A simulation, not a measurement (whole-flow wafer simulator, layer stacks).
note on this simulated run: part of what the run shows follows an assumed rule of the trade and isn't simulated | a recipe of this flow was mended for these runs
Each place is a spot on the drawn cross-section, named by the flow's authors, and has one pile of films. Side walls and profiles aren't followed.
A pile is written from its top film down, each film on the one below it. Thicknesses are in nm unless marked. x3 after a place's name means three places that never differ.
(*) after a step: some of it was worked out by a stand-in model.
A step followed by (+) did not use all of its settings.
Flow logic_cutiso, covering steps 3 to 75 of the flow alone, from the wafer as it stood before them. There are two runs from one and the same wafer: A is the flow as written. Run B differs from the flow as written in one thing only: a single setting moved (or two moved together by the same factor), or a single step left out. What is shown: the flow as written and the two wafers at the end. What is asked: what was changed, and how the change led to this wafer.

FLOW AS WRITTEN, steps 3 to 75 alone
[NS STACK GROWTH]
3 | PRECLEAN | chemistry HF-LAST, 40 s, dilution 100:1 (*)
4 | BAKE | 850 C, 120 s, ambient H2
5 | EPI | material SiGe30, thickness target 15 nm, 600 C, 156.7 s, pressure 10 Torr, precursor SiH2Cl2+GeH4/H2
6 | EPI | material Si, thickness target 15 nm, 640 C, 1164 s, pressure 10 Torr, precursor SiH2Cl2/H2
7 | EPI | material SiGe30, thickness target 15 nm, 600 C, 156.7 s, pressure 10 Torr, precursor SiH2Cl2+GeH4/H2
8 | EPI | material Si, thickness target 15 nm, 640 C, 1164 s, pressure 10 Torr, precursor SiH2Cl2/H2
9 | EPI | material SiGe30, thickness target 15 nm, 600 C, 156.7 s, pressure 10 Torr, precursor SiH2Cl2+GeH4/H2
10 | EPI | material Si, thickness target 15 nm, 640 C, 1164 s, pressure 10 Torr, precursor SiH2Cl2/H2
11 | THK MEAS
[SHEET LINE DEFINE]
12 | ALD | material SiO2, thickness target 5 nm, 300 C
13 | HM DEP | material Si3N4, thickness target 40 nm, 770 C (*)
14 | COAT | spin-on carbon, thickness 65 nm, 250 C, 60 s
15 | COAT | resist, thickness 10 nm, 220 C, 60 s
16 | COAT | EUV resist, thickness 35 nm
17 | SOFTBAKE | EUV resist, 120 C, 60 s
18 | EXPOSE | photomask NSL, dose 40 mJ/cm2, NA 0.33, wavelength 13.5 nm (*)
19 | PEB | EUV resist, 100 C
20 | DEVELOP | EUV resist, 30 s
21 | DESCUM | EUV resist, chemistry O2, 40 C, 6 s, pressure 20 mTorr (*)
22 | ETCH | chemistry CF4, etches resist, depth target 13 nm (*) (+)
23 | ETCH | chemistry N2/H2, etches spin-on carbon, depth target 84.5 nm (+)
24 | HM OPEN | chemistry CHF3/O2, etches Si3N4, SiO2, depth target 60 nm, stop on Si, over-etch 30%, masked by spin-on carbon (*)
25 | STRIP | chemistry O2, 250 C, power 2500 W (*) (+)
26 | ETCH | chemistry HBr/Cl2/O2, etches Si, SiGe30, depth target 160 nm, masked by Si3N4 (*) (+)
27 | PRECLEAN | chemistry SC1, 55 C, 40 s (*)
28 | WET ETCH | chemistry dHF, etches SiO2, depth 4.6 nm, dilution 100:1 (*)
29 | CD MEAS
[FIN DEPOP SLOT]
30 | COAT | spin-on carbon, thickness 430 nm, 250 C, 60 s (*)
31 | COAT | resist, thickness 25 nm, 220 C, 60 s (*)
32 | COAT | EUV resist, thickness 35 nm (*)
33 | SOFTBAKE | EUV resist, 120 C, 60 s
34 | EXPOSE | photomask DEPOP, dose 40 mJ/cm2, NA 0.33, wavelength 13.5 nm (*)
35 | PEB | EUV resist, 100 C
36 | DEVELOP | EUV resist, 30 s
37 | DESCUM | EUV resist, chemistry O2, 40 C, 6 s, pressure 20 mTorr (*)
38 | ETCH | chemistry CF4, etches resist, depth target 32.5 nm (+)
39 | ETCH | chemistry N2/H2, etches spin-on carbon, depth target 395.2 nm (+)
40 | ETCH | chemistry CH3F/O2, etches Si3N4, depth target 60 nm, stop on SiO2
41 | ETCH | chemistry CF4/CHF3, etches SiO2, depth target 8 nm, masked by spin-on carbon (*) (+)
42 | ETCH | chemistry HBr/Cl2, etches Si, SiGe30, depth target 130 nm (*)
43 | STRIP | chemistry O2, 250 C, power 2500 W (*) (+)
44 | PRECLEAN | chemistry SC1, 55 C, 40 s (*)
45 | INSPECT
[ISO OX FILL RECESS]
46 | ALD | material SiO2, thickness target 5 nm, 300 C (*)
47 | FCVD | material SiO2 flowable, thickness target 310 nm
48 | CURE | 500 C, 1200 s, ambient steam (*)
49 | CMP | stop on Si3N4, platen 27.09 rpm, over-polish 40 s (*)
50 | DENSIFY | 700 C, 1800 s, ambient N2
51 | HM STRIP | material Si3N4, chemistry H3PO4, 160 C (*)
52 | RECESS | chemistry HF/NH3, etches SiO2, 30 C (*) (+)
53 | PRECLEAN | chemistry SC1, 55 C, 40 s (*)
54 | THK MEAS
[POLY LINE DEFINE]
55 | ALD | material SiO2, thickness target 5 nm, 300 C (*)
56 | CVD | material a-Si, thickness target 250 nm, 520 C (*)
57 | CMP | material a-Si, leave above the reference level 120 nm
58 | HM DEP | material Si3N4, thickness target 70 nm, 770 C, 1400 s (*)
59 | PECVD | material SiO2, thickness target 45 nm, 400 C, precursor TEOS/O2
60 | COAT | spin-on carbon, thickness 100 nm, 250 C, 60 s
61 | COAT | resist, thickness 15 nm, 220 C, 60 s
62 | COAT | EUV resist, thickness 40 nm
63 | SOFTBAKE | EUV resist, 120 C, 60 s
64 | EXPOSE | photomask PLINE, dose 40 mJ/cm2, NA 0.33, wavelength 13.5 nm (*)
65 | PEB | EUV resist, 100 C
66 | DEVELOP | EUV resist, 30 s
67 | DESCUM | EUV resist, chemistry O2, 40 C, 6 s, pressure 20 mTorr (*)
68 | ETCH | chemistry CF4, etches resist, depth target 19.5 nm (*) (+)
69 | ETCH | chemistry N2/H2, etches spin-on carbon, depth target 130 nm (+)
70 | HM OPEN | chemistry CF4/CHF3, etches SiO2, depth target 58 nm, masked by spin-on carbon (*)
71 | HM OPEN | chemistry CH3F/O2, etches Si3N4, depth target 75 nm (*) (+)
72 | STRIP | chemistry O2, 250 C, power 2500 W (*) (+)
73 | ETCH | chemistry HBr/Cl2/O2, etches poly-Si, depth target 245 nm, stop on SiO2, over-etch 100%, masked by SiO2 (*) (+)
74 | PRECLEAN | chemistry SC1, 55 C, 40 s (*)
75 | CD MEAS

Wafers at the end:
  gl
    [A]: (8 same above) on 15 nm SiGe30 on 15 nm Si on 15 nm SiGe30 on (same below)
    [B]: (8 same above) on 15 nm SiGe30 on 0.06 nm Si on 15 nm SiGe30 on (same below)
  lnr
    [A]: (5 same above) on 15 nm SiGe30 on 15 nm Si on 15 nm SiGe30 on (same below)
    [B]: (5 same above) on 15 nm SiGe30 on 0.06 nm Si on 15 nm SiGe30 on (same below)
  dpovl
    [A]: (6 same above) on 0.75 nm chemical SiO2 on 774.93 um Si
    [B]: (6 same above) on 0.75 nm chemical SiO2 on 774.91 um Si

Cause: step 6, EPI: 544 C was run, while the flow as written has 640 C.

The path from the change to this, step by step:
  6 | EPI | material Si, thickness target 15 nm, 640 C, 1164 s, pressure 10 Torr, precursor SiH2Cl2/H2
      depop, dpovl, gfld and 19 more: A +15 Si (new film) | B +0.06 Si (new film)
  26 | ETCH | chemistry HBr/Cl2/O2, etches Si, SiGe30, depth target 160 nm, masked by Si3N4 (*) (+)
      dpovl, gfld, gxf, iso, isow, lnri, nsgap: A -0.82 chemical SiO2 (all of it), -12 Si (all of it), -15 SiGe30 (all of it), -15 Si (all of it), -15 SiGe30 (all of it), -15 Si (all of it), -15 SiGe30 (all of it), -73 Si | B -0.82 chemical SiO2 (all of it), -12 Si (all of it), -15 SiGe30 (all of it), -15 Si (all of it), -15 SiGe30 (all of it), -0.06 Si (all of it), -15 SiGe30 (all of it), -87.9 Si
  42 | ETCH | chemistry HBr/Cl2, etches Si, SiGe30, depth target 130 nm (*)
      depop: A -13.8 Si (all of it), -15 SiGe30 (all of it), -15 Si (all of it), -15 SiGe30 (all of it), -15 Si (all of it), -15 SiGe30 (all of it), -41.2 Si | B -13.8 Si (all of it), -15 SiGe30 (all of it), -15 Si (all of it), -15 SiGe30 (all of it), -0.06 Si (all of it), -15 SiGe30 (all of it), -56.2 Si
